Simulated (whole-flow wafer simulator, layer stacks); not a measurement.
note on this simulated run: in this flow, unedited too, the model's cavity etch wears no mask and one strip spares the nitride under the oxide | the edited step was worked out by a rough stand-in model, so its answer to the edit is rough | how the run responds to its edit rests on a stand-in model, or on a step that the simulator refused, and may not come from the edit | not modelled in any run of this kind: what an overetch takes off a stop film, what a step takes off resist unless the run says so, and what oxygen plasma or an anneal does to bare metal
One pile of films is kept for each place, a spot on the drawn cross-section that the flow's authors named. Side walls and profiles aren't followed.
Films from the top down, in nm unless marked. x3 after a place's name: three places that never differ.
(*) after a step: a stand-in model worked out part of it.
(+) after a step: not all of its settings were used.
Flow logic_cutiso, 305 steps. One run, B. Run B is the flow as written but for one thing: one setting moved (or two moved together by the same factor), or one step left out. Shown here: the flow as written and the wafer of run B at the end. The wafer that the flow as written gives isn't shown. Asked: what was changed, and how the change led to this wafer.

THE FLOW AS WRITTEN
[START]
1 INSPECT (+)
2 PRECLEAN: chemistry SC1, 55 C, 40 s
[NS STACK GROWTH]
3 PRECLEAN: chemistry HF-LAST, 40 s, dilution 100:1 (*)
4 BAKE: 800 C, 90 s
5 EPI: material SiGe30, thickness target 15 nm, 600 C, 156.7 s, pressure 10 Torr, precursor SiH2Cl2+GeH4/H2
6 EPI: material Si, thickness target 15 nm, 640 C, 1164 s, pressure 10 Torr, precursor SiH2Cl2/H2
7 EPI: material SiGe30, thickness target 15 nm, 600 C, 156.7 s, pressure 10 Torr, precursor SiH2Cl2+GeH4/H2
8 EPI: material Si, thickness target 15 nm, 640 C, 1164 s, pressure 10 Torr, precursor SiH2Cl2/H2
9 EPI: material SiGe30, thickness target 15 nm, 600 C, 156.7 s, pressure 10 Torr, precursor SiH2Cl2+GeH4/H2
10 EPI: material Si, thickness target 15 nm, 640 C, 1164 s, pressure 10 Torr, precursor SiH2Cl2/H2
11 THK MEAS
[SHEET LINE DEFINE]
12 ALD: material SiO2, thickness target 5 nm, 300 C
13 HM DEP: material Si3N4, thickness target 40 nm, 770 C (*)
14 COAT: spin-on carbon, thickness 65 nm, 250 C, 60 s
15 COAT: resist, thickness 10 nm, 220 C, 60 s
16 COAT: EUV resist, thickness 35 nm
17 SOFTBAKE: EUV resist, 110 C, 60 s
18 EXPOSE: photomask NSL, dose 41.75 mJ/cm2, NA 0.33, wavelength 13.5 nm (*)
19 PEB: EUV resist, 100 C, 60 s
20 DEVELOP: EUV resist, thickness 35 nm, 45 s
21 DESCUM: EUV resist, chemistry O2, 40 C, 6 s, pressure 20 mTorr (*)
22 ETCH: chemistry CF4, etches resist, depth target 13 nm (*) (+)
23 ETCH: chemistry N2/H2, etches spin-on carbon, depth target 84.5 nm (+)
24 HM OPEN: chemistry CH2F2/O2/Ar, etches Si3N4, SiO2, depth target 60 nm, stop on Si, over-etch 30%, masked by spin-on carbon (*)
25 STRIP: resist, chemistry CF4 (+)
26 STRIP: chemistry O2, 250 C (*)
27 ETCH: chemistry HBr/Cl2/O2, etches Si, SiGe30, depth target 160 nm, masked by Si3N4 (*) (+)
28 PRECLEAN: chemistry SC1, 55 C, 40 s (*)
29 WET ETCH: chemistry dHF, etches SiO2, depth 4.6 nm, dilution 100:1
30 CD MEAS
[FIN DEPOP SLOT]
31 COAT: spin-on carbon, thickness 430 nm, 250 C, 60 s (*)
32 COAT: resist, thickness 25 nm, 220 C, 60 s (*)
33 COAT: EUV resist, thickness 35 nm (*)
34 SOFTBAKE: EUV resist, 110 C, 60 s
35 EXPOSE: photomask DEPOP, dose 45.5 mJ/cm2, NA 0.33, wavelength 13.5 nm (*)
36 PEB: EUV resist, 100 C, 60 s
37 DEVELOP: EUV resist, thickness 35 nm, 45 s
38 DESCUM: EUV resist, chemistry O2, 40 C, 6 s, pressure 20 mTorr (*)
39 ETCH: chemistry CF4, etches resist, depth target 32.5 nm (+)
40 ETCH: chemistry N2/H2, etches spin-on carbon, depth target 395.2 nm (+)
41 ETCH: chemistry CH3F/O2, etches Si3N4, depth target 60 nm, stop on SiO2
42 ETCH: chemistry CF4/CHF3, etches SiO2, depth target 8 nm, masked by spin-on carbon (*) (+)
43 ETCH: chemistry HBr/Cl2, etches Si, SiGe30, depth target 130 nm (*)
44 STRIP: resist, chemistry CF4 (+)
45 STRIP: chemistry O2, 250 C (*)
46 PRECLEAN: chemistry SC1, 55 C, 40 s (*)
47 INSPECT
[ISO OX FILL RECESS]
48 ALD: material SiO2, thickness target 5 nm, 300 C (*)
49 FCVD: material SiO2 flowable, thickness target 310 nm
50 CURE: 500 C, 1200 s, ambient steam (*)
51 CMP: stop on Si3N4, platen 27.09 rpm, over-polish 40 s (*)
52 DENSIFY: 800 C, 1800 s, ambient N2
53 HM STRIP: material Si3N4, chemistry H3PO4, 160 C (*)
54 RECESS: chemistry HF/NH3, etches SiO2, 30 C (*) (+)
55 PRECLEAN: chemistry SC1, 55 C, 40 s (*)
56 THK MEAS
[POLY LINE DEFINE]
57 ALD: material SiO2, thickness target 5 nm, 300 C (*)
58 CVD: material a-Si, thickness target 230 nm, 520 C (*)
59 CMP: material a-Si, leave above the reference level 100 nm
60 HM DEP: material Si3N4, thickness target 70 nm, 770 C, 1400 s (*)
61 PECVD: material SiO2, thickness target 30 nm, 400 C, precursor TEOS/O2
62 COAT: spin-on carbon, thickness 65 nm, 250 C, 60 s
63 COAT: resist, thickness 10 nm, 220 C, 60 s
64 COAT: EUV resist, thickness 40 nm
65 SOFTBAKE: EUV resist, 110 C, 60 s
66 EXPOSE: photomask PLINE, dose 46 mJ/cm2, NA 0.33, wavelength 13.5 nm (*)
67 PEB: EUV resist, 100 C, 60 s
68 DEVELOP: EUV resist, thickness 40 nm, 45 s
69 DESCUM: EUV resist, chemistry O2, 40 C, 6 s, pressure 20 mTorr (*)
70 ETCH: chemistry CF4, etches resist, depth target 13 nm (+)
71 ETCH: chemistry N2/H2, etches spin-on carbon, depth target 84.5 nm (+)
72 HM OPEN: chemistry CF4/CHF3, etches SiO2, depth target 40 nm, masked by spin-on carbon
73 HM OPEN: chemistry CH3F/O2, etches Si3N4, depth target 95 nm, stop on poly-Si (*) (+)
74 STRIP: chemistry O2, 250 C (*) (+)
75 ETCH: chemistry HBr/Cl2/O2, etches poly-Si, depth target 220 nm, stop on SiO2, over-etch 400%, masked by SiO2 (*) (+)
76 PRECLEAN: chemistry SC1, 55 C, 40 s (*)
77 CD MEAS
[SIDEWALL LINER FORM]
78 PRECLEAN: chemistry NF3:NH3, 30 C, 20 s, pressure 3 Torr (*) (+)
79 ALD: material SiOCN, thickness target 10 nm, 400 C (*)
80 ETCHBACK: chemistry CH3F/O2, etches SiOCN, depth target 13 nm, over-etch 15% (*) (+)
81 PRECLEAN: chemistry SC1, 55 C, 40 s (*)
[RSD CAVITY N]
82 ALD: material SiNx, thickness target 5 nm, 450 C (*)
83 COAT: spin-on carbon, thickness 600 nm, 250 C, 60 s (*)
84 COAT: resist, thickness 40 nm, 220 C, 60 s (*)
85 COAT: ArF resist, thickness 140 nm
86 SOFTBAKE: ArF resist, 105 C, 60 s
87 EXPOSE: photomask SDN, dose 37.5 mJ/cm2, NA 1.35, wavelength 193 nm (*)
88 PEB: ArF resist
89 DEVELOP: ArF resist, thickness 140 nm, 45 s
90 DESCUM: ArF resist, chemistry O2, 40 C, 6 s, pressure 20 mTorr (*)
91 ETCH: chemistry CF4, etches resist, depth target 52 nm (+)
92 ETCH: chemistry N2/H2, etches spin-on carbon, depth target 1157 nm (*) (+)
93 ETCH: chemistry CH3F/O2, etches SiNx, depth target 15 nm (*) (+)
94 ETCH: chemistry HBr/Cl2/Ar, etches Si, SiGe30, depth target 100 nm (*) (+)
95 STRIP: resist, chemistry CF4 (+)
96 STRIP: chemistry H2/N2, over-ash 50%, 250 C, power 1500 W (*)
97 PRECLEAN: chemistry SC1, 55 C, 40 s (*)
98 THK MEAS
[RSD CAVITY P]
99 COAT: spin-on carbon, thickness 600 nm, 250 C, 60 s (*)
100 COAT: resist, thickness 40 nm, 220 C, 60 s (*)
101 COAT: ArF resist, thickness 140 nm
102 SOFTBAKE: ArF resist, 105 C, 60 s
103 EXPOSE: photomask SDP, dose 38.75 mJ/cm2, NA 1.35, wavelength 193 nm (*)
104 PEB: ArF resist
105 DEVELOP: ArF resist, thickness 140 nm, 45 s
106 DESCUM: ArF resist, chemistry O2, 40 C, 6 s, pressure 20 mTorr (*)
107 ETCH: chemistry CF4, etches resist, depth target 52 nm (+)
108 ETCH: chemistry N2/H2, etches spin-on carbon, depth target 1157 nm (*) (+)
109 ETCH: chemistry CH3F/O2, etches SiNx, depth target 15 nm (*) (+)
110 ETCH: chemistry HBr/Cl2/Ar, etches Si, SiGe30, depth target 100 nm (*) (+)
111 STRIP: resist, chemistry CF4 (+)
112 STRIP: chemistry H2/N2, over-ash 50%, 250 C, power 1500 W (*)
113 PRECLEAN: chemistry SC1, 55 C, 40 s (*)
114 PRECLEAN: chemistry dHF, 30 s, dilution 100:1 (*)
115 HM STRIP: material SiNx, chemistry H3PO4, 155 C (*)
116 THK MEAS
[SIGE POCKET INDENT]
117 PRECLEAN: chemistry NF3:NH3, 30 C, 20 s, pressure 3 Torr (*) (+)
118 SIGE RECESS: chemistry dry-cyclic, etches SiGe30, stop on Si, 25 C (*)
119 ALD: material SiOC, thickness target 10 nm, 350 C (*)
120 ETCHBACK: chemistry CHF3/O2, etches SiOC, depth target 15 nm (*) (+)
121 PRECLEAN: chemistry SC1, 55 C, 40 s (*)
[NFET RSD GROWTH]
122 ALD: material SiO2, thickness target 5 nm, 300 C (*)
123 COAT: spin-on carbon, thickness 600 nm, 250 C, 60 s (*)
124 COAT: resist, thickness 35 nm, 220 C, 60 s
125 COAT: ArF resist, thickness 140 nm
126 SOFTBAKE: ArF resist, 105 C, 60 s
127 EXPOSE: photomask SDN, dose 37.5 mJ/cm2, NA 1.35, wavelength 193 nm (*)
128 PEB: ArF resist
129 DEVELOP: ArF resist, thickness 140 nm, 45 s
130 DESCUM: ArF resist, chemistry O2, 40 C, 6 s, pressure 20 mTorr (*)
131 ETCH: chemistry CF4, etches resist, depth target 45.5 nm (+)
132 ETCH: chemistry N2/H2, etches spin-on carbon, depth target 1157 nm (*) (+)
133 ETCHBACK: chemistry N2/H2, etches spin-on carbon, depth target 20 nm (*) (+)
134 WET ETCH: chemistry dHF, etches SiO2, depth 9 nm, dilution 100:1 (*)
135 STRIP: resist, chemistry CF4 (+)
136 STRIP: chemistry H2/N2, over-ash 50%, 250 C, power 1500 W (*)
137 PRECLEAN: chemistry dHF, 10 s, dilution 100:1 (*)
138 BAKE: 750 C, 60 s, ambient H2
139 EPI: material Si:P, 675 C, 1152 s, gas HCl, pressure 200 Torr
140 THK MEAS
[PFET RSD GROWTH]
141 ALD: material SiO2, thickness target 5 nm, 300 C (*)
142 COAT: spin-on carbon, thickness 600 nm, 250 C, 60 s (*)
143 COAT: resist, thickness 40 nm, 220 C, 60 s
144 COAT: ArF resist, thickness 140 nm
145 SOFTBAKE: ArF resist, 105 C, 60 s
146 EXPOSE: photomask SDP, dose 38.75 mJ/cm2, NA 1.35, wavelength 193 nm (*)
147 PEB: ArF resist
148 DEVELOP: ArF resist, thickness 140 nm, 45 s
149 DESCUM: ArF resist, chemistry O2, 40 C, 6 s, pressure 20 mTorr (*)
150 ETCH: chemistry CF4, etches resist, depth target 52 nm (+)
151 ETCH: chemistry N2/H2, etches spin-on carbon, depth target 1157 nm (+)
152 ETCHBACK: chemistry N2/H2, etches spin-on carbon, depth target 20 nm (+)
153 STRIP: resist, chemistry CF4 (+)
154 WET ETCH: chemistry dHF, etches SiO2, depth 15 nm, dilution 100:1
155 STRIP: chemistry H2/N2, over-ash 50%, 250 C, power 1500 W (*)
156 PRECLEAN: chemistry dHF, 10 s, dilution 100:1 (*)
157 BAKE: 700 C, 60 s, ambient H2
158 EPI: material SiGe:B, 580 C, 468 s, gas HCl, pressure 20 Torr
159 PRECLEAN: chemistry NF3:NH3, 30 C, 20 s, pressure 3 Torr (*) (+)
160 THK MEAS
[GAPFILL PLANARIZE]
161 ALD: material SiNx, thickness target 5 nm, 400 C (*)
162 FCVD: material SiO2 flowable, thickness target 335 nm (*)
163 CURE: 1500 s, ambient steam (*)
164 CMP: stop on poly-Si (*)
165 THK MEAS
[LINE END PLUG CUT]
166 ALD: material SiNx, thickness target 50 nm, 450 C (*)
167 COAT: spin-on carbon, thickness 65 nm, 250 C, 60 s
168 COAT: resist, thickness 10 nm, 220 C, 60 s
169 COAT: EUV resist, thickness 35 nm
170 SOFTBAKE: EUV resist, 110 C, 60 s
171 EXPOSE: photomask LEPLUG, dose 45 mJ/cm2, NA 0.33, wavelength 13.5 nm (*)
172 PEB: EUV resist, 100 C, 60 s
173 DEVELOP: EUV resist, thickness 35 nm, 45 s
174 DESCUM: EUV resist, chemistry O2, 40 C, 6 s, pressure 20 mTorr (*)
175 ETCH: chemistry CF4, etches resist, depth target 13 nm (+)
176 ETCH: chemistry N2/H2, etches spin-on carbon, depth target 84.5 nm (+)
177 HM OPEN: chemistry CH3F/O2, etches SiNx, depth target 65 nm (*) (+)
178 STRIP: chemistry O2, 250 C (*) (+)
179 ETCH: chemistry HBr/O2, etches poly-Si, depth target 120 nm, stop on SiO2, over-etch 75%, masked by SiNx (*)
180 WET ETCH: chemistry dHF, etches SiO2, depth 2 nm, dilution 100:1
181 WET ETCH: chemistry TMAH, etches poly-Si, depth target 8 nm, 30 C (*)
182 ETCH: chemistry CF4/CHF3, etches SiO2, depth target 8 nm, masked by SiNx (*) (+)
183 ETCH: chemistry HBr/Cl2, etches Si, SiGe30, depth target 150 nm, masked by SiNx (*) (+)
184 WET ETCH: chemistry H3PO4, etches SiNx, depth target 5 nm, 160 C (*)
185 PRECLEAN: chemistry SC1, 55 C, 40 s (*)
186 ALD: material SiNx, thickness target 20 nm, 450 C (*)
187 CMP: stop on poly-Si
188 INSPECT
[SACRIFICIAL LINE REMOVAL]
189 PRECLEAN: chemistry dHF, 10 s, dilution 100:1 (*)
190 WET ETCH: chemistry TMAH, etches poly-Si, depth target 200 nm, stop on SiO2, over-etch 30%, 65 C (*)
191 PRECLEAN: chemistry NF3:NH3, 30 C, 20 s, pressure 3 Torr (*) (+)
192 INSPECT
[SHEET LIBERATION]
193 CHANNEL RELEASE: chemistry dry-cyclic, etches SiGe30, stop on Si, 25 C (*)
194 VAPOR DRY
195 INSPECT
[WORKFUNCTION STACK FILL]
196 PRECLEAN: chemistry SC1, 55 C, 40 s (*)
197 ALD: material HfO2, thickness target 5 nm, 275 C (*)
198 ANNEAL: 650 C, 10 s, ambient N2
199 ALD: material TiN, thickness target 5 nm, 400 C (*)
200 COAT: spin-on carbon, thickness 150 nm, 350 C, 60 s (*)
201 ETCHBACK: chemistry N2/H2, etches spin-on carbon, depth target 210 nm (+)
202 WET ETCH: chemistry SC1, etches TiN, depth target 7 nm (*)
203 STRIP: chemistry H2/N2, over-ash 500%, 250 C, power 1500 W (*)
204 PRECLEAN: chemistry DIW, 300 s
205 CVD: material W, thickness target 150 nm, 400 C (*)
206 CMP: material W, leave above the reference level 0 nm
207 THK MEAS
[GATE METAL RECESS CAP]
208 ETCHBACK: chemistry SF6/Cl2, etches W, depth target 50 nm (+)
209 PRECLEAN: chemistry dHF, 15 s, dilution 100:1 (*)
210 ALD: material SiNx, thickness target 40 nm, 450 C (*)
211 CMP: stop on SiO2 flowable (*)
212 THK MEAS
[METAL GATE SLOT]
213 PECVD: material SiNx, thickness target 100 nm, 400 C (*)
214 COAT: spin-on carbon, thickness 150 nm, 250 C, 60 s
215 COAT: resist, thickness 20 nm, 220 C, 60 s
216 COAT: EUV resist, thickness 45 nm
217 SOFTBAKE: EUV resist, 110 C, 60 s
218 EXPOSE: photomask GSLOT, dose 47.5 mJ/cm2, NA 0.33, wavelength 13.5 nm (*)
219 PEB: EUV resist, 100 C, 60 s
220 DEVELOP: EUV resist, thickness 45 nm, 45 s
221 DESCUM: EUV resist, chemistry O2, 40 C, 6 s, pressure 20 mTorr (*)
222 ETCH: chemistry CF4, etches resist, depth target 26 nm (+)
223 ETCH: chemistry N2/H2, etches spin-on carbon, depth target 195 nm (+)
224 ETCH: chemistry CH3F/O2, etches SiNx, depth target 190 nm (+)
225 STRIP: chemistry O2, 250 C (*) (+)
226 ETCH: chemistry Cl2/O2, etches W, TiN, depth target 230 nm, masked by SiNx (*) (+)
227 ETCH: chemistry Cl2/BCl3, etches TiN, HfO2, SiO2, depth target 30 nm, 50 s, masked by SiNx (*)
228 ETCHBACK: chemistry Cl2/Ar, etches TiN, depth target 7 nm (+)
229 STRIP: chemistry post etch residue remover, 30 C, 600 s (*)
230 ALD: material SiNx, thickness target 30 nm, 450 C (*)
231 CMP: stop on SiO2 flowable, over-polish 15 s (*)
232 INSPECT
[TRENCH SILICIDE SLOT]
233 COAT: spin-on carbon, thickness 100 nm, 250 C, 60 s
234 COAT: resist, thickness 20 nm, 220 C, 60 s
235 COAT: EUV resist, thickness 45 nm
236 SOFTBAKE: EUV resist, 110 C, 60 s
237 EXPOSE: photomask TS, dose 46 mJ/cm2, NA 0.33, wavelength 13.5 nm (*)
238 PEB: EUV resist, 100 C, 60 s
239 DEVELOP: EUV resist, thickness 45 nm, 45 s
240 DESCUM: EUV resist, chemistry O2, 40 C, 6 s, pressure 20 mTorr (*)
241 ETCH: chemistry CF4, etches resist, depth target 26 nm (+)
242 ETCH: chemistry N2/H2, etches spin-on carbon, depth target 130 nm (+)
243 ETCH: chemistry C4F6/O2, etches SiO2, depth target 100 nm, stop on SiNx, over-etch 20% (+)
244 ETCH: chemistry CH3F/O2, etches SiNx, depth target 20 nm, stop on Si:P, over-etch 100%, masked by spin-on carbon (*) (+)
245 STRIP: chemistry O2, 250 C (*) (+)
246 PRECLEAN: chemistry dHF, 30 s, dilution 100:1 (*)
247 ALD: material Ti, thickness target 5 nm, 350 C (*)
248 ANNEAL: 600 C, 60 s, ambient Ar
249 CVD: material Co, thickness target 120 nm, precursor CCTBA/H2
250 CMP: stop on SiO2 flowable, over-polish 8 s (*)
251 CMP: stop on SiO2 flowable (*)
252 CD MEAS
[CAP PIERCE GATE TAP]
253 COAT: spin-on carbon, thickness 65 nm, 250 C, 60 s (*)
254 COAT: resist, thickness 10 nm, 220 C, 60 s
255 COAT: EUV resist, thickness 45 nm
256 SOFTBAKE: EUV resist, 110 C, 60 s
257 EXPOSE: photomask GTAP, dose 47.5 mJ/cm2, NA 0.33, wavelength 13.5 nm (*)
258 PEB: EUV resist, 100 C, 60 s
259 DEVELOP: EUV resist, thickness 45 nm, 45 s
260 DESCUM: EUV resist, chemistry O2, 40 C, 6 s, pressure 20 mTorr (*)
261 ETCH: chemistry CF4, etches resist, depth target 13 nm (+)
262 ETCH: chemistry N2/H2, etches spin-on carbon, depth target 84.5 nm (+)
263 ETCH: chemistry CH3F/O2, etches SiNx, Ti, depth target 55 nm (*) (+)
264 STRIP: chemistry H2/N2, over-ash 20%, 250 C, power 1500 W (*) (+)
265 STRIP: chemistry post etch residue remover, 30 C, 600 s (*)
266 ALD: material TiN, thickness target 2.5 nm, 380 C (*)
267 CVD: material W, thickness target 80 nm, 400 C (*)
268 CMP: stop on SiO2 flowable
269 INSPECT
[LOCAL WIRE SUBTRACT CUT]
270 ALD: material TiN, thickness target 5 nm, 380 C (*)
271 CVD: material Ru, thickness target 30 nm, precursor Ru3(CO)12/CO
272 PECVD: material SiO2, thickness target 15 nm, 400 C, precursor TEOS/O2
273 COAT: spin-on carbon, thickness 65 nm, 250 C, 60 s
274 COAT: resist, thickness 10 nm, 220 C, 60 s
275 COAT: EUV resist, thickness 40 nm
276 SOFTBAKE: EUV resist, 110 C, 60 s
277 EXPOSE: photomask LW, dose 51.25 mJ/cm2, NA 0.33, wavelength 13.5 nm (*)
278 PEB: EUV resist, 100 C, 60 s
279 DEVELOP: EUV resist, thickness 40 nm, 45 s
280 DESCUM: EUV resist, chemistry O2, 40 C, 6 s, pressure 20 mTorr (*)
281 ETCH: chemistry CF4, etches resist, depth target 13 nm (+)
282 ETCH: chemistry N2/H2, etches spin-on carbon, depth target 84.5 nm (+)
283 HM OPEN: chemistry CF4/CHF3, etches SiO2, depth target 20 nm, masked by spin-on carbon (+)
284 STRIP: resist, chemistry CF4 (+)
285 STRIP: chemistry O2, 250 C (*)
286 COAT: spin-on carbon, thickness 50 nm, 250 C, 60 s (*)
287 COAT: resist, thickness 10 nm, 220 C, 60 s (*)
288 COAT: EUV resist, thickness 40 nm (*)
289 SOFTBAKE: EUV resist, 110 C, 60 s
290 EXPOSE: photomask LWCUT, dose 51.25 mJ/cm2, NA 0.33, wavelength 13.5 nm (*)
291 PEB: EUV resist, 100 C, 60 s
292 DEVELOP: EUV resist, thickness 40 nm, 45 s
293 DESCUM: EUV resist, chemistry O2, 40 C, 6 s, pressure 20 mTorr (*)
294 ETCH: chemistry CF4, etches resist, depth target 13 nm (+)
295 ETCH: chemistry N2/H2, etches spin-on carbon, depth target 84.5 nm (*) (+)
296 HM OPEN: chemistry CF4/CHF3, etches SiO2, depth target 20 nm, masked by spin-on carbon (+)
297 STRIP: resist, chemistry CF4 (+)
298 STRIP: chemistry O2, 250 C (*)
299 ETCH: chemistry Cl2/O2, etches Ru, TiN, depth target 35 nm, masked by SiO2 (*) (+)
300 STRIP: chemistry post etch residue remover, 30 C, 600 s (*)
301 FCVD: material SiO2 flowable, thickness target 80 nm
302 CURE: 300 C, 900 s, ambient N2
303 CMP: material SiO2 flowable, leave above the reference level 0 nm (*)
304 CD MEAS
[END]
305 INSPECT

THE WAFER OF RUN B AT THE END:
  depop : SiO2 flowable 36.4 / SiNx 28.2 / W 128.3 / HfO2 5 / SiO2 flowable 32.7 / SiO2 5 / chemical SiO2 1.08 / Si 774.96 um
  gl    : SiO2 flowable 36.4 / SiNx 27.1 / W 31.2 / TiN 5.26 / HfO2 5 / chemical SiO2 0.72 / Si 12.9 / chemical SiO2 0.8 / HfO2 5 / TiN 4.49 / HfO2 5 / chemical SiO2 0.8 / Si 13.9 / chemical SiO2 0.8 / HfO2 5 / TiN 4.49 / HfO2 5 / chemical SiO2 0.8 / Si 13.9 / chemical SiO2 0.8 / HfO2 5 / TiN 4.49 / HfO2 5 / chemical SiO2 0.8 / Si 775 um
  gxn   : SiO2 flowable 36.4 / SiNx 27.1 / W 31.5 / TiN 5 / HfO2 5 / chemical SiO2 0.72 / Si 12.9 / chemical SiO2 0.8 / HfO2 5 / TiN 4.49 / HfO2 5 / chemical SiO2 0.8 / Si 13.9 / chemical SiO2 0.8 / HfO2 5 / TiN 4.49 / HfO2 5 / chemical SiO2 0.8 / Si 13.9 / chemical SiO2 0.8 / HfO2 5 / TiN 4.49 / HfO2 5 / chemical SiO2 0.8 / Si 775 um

The cause: step 299, ETCH: depth target 56 nm was run, where the flow has depth target 35 nm.

How the change led to this, step by step:
  299 ETCH: chemistry Cl2/O2, etches Ru, TiN, depth target 35 nm, masked by SiO2 (*) (+)
      depop, dpovl, gfld and 9 more: Ru -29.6 (all of it), TiN -5 (all of it), SiNx -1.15 (as written it would be: Ru -29.6 (all of it), TiN -5 (all of it))
      iso, rsdx: Ru -29.6 (all of it), TiN -5 (all of it), SiO2 flowable -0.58 (as written it would be: Ru -29.6 (all of it), TiN -5 (all of it))
      (and at 5 more places)
  303 CMP: material SiO2 flowable, leave above the reference level 0 nm (*)
      depop, dpovl, isow, ns, nsgap: SiO2 flowable -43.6 (as written it would be: SiO2 flowable -44.7)
